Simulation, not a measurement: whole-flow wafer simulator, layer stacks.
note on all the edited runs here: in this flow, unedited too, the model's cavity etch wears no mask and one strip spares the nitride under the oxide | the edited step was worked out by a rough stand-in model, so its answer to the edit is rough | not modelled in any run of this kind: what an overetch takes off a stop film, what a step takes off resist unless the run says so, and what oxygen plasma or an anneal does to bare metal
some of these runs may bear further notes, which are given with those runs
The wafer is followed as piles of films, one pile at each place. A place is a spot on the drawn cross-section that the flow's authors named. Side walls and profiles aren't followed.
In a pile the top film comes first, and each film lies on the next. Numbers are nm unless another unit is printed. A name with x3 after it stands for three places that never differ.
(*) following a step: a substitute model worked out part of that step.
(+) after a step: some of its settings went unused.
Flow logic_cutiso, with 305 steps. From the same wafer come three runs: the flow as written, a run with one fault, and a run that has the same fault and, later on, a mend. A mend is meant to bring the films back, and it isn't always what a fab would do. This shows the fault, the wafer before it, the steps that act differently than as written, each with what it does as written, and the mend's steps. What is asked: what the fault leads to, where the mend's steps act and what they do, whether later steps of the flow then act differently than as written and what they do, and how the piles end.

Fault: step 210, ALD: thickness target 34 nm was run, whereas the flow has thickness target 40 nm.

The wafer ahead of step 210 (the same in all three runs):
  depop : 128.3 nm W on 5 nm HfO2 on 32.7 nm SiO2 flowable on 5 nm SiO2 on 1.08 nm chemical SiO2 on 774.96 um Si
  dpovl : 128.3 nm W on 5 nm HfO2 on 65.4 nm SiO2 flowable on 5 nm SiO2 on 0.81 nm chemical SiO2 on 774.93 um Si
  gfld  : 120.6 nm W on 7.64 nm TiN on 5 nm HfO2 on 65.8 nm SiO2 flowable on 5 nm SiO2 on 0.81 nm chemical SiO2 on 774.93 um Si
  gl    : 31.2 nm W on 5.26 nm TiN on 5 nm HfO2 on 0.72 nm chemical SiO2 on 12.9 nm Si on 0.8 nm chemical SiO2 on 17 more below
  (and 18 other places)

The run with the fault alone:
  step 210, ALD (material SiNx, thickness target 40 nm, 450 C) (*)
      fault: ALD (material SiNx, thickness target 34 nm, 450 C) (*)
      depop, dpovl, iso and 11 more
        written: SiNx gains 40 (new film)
        fault: SiNx gains 34 (new film)
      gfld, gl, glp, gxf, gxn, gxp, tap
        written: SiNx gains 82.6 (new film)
        fault: SiNx gains 76.6 (new film)
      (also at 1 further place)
  Steps later in the flow that act otherwise than as written (not shown: 10 more steps that differ only slightly, by at most 2% or 0.5 nm, whichever is larger):
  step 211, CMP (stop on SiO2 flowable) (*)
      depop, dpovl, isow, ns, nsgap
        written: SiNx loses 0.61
        fault: nothing
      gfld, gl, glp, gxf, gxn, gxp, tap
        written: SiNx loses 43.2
        fault: SiNx loses 37.1
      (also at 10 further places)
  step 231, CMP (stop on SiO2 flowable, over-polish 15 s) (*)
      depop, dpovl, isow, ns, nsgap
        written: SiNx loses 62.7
        fault: SiNx loses 57.2
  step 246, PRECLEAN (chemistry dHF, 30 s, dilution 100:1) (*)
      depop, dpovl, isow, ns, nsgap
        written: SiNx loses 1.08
        fault: SiNx loses 0.52
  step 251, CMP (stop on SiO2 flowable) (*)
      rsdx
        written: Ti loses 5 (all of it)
        fault: Ti loses 4.23
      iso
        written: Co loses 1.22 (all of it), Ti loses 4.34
        fault: Co loses 1.32 (all of it), Ti loses 3.82
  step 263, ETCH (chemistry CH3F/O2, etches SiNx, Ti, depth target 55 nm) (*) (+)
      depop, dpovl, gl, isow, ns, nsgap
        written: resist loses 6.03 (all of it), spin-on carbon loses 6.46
        fault: resist loses 6.03 (all of it), spin-on carbon loses 6.98
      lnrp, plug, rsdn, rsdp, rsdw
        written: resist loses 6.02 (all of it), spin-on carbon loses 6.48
        fault: resist loses 6.02 (all of it), spin-on carbon loses 6.99
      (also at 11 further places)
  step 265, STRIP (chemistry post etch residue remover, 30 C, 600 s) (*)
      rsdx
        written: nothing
        fault: Ti loses 0.77 (all of it)
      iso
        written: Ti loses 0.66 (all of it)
        fault: Ti loses 1.18 (all of it)
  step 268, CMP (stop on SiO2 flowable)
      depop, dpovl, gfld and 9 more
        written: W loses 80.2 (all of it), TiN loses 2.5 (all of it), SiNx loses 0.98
        fault: W loses 80.2 (all of it), TiN loses 2.5 (all of it), SiNx loses 1.56
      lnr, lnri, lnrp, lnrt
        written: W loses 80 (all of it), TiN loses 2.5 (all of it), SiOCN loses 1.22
        fault: W loses 80 (all of it), TiN loses 2.5 (all of it), SiOCN loses 1.8
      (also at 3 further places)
  At the end the piles are close to the flow's at the places that both follow, differing by at most 2% or 0.5 nm, whichever is larger.

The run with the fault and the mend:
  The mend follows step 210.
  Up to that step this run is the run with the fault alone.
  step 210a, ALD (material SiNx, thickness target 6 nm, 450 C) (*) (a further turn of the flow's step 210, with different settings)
      depop, dpovl, gfld and 19 more
        SiNx gains 6
  Every later step of the flow that is run acts as written, at every place that is followed, to within 2% or 0.5 nm, whichever is larger.
  By the end, the piles equal the flow's at every place that both follow.
